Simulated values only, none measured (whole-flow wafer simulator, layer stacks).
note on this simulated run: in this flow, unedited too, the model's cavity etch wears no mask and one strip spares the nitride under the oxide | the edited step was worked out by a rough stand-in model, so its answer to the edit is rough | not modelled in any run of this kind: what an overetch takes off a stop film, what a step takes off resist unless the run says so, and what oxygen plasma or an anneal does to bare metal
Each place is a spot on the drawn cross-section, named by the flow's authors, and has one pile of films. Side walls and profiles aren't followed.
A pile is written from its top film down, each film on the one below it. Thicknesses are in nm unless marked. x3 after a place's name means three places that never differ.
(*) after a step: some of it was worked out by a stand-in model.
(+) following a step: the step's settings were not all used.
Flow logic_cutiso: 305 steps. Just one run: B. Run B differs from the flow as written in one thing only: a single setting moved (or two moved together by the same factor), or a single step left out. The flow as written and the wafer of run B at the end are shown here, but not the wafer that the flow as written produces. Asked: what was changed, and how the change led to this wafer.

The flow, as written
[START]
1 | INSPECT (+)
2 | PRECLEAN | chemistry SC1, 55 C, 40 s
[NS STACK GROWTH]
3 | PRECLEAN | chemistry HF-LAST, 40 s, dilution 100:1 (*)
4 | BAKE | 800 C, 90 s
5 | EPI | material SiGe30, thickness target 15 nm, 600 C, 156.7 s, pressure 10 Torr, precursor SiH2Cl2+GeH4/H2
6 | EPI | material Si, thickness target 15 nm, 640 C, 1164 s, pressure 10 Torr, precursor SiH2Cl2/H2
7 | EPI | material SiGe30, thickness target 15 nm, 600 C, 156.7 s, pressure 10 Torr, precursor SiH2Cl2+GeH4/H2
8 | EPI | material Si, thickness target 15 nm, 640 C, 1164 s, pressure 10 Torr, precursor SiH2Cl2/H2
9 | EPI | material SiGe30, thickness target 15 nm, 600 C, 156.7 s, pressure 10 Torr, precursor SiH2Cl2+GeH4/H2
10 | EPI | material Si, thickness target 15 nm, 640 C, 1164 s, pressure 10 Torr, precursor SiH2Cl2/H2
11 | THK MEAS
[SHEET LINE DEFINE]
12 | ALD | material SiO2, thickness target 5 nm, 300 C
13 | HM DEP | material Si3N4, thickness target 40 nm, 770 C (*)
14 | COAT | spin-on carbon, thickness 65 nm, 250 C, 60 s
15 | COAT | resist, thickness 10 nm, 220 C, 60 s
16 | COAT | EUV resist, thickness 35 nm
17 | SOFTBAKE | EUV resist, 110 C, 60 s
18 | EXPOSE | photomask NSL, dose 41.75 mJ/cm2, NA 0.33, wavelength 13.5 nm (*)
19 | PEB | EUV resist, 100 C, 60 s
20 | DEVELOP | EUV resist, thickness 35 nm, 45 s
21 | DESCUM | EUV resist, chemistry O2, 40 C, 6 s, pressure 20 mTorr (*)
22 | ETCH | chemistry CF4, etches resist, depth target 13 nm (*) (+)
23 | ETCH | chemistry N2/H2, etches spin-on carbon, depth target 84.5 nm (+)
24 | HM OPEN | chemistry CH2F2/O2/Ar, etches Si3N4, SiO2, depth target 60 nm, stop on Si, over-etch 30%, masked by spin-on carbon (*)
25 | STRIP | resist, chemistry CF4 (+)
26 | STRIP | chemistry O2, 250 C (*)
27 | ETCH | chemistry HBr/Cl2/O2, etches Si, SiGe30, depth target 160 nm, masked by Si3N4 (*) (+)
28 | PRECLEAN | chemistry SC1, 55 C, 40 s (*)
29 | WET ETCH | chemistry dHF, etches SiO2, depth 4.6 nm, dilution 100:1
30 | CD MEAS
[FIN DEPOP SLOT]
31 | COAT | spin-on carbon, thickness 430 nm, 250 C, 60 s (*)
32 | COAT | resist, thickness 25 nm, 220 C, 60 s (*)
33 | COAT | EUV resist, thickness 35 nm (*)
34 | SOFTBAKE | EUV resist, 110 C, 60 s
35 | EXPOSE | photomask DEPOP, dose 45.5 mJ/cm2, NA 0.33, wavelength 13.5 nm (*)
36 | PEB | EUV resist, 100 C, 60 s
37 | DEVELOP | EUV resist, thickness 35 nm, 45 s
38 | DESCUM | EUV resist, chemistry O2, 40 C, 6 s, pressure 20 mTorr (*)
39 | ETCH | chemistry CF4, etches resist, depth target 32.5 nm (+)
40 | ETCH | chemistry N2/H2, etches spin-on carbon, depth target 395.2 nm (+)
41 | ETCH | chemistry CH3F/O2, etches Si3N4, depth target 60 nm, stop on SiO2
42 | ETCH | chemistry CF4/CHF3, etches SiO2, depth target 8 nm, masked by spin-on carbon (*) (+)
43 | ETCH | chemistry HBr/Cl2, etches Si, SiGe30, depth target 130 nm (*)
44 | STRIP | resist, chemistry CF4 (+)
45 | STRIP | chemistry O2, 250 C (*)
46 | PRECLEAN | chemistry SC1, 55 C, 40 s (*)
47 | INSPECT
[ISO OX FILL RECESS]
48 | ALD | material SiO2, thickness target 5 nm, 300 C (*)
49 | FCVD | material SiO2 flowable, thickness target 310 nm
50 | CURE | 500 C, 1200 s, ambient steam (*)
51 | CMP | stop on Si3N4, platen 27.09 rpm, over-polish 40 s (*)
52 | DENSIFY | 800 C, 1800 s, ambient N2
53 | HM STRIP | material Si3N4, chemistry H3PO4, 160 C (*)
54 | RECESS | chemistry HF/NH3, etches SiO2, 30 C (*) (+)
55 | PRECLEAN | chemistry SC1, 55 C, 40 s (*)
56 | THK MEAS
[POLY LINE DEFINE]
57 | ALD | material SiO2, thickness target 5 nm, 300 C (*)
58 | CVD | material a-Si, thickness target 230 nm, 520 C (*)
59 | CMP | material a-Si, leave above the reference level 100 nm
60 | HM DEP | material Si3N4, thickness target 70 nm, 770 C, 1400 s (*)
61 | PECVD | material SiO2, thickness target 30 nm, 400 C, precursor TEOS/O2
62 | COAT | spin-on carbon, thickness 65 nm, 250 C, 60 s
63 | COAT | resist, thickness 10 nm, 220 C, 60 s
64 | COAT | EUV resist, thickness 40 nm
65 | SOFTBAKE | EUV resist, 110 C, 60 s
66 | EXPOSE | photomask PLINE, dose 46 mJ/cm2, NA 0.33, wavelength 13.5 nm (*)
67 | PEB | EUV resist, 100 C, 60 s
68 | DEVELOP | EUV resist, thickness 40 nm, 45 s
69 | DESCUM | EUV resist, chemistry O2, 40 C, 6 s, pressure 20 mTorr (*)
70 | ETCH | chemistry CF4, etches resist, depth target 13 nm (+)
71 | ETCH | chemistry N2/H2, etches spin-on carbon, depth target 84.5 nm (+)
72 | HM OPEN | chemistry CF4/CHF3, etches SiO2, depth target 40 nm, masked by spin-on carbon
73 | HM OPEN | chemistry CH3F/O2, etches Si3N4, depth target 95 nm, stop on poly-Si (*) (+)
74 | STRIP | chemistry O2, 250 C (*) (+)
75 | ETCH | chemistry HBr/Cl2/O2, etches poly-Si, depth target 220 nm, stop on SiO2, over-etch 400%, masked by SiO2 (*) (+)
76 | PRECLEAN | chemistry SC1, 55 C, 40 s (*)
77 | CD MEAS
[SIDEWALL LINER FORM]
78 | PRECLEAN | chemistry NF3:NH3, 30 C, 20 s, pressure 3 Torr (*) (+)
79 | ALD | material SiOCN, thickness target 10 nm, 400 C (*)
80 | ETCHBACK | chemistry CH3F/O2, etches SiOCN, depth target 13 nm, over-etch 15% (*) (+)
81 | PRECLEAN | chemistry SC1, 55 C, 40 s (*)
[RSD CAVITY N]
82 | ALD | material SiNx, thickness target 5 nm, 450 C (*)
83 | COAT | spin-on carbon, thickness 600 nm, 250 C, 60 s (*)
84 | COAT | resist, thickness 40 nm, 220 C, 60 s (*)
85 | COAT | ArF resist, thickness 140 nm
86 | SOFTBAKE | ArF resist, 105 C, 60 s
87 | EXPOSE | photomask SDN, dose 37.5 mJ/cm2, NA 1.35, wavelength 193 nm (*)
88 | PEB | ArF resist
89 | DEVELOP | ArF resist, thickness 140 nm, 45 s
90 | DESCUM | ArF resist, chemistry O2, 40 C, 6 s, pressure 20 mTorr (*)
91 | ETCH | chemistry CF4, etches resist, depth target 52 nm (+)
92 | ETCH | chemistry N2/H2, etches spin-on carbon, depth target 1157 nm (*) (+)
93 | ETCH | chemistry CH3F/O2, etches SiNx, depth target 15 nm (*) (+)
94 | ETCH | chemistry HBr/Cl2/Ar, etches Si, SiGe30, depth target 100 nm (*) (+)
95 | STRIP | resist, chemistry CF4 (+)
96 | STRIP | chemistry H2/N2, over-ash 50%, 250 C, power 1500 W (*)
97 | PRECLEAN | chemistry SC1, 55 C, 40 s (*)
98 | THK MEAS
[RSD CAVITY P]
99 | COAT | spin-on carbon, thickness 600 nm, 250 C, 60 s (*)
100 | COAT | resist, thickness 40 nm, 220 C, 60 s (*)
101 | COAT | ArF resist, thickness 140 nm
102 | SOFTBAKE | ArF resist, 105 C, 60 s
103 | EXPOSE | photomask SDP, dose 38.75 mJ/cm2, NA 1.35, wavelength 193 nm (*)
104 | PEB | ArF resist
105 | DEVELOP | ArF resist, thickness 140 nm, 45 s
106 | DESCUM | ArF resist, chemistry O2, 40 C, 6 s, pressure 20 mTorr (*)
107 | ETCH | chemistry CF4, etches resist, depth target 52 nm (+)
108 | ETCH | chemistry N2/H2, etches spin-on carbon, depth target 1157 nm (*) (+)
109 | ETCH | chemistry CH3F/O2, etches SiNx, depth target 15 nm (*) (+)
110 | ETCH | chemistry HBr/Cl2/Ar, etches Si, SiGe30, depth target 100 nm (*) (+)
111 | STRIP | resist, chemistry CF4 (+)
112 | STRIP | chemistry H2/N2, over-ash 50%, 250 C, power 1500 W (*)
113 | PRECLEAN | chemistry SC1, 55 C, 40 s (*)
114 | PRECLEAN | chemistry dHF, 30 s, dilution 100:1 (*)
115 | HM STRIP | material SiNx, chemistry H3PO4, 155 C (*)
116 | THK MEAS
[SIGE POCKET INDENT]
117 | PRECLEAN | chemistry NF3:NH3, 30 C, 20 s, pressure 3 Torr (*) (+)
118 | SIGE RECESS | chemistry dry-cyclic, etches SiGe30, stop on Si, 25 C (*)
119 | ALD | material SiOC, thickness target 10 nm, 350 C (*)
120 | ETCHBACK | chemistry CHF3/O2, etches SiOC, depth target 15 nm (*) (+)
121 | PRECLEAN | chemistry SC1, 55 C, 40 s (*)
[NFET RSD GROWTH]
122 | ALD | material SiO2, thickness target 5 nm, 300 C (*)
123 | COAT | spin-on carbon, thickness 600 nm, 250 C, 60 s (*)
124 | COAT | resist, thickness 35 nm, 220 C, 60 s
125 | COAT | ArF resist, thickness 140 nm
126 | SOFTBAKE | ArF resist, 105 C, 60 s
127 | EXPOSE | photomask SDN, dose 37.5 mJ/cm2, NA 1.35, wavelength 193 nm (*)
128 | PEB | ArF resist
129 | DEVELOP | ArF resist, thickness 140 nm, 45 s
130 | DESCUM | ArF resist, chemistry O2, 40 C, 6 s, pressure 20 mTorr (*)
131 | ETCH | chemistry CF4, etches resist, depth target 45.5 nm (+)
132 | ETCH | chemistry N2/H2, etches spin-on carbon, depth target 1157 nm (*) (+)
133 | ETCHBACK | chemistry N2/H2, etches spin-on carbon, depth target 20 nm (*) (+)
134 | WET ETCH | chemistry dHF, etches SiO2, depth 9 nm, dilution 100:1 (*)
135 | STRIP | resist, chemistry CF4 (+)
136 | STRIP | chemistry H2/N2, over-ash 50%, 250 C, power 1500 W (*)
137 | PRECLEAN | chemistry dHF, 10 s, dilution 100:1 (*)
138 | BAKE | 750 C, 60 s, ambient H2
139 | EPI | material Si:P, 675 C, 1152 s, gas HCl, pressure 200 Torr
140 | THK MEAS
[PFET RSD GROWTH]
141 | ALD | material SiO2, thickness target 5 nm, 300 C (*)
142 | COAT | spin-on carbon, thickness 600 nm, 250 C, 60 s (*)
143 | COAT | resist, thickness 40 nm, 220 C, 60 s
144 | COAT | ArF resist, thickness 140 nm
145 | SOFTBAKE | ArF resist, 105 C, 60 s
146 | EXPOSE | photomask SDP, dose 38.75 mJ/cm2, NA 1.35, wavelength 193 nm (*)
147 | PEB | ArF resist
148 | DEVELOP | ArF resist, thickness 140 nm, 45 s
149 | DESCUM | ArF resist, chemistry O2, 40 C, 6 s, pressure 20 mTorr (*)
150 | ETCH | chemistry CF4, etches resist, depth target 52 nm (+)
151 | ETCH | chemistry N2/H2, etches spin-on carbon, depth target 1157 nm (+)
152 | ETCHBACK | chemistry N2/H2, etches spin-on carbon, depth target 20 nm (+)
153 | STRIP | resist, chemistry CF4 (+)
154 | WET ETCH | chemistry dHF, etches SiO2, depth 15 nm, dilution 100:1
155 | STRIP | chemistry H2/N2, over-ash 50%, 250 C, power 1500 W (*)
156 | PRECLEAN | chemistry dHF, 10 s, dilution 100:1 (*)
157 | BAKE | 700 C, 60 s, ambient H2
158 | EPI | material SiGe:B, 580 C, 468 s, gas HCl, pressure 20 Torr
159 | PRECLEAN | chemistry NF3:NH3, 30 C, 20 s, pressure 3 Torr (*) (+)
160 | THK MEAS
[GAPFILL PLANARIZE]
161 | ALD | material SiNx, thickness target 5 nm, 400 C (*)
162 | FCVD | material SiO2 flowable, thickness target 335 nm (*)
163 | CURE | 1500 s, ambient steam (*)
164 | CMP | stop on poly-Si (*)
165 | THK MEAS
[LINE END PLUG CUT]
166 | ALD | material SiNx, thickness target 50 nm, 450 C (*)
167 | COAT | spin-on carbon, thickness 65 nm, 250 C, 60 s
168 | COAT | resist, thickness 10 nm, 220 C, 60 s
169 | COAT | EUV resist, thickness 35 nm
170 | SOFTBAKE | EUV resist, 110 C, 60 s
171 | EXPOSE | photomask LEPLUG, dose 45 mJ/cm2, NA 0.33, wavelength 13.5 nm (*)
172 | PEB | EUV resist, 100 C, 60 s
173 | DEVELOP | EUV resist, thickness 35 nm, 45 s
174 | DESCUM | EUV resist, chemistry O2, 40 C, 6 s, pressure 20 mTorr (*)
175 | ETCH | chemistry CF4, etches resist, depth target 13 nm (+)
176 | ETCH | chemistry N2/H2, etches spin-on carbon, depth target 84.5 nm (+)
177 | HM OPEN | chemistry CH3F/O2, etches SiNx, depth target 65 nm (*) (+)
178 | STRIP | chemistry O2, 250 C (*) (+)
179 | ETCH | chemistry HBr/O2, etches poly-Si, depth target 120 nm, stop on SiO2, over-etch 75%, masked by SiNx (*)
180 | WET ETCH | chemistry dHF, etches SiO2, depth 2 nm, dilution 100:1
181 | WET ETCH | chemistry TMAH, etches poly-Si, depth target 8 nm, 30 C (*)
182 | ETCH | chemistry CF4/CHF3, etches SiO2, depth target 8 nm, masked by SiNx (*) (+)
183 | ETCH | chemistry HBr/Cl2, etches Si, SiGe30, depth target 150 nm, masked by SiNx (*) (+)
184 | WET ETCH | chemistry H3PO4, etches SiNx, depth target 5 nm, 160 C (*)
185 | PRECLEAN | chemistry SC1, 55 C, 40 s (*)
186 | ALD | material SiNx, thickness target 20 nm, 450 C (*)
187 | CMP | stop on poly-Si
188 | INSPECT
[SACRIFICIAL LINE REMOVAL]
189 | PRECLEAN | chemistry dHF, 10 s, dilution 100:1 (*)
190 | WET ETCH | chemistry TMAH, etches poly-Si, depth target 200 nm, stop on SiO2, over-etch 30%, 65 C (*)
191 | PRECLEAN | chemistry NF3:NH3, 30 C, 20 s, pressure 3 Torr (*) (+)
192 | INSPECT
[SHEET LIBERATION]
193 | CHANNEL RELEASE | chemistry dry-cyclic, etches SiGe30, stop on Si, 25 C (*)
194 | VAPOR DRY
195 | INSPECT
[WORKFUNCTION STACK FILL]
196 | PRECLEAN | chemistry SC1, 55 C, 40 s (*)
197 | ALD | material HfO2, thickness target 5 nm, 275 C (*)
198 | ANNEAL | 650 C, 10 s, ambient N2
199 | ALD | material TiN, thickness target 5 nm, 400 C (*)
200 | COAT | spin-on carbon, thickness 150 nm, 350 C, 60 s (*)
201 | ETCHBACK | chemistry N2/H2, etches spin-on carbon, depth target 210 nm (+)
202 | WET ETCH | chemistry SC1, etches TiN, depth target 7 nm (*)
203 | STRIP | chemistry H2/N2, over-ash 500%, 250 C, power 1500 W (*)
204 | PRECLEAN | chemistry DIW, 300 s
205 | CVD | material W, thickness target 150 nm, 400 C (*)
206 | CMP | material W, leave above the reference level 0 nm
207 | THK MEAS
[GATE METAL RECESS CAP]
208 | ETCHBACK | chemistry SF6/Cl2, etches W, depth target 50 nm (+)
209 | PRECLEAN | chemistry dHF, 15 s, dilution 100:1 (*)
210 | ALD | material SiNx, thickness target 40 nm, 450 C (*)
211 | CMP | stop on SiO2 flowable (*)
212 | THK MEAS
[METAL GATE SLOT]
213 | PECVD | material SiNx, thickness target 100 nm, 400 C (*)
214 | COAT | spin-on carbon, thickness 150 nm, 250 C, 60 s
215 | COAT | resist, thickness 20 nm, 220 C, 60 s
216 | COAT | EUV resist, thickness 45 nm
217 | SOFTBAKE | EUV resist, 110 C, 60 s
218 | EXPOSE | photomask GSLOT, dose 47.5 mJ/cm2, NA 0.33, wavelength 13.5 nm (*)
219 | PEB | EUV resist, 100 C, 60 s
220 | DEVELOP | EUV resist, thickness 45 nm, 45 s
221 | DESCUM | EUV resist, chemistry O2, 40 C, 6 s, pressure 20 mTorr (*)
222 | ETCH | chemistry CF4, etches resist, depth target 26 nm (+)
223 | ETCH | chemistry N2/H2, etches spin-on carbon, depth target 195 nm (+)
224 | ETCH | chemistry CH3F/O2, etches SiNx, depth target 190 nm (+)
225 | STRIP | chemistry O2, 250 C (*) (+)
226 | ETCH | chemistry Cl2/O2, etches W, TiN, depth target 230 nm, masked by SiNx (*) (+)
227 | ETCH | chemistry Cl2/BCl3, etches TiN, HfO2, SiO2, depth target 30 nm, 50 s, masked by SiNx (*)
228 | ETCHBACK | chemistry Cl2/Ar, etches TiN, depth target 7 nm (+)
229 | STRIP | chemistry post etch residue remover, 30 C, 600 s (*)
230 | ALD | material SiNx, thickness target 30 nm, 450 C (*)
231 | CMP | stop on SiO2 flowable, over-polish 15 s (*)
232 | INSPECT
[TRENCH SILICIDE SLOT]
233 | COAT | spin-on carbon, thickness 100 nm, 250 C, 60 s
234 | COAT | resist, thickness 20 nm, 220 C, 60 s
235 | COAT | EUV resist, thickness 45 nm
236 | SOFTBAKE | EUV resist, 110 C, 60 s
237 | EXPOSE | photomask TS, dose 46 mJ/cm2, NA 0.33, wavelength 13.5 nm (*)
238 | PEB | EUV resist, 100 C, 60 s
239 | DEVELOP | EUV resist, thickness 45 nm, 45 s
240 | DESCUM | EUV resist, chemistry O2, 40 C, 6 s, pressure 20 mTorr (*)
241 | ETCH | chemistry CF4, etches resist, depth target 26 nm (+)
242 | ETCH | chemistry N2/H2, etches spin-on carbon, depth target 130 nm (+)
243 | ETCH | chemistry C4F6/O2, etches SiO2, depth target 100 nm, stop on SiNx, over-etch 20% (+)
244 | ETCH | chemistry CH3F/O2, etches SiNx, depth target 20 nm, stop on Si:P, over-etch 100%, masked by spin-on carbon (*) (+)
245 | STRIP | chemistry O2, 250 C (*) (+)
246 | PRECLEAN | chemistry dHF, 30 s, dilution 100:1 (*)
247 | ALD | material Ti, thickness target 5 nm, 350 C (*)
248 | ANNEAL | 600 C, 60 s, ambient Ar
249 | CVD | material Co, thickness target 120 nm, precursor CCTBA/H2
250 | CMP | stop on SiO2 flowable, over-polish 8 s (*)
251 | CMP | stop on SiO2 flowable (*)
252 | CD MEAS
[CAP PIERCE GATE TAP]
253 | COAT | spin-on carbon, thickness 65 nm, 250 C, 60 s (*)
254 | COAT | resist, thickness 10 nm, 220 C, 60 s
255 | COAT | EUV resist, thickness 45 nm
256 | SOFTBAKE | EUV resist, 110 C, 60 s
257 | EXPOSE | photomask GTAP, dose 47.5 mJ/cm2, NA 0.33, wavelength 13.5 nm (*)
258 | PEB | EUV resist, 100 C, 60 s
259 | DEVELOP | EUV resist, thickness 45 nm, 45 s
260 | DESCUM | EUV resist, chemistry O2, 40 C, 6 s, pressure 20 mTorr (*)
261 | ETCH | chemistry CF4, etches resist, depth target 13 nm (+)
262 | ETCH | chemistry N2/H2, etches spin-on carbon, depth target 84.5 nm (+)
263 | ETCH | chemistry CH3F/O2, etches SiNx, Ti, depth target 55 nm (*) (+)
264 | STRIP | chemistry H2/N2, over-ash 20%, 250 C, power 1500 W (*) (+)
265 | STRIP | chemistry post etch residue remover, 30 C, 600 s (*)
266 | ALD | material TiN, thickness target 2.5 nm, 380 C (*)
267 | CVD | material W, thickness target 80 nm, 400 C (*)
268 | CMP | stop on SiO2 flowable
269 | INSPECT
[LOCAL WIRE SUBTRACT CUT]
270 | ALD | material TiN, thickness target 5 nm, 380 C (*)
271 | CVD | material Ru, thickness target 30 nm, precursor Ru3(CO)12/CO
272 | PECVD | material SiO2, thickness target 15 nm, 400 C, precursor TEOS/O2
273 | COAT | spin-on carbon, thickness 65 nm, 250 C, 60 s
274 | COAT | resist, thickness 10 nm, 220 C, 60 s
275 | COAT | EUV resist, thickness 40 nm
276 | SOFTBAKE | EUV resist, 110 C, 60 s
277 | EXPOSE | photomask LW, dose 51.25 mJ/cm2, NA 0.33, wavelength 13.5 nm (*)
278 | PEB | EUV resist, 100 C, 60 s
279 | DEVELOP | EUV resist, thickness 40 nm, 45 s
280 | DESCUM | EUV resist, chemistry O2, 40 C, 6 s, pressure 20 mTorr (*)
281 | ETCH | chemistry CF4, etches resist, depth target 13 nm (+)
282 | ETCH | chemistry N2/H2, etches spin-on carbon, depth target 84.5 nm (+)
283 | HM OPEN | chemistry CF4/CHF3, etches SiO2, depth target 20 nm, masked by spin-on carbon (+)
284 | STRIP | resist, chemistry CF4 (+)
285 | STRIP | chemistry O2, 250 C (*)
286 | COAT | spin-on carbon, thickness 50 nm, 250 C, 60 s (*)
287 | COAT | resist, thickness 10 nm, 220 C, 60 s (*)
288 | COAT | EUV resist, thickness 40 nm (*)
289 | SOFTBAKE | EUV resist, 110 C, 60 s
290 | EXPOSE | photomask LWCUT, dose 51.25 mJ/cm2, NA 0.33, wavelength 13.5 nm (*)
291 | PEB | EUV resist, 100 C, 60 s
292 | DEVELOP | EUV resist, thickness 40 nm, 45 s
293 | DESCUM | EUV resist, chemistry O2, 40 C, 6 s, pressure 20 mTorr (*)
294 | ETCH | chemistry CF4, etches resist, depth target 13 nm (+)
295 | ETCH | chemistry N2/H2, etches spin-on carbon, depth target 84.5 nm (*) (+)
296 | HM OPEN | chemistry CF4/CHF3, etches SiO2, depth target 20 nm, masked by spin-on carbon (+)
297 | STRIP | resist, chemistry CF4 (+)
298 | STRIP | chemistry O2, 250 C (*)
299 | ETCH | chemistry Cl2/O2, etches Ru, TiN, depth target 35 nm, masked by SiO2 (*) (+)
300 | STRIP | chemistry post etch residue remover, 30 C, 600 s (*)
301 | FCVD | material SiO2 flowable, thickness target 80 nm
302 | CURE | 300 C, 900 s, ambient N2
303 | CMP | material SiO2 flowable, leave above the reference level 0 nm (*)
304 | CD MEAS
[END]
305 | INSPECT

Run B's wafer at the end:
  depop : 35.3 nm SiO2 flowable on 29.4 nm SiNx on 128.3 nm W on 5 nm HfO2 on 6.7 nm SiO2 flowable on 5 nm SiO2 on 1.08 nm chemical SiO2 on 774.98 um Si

The reason: step 43, ETCH: depth target 104 nm was run, whereas the flow has depth target 130 nm.

How this came from the change, step by step:
  43 | ETCH | chemistry HBr/Cl2, etches Si, SiGe30, depth target 130 nm (*)
      dpovl, gl, glp and 16 more: spin-on carbon loses 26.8 (as written it would have been: spin-on carbon loses 32)
      depop: Si loses 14 (all of it), SiGe30 loses 15 (all of it), Si loses 15 (all of it), SiGe30 loses 15 (all of it), Si loses 15 (all of it), SiGe30 loses 15 (all of it), Si loses 15 (as written it would have been: Si loses 14 (all of it), SiGe30 loses 15 (all of it), Si loses 15 (all of it), SiGe30 loses 15 (all of it), Si loses 15 (all of it), SiGe30 loses 15 (all of it), Si loses 41)
      (also at 2 further places)
  45 | STRIP | chemistry O2, 250 C (*)
      dpovl: chemical SiO2 gains 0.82 (new film), spin-on carbon loses 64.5 (all of it), Si loses 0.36 (as written it would have been: chemical SiO2 gains 0.82 (new film), spin-on carbon loses 59.3 (all of it), Si loses 0.36)
  49 | FCVD | material SiO2 flowable, thickness target 310 nm
      depop: SiO2 flowable gains 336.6 (new film) (as written it would have been: SiO2 flowable gains 359.9 (new film))
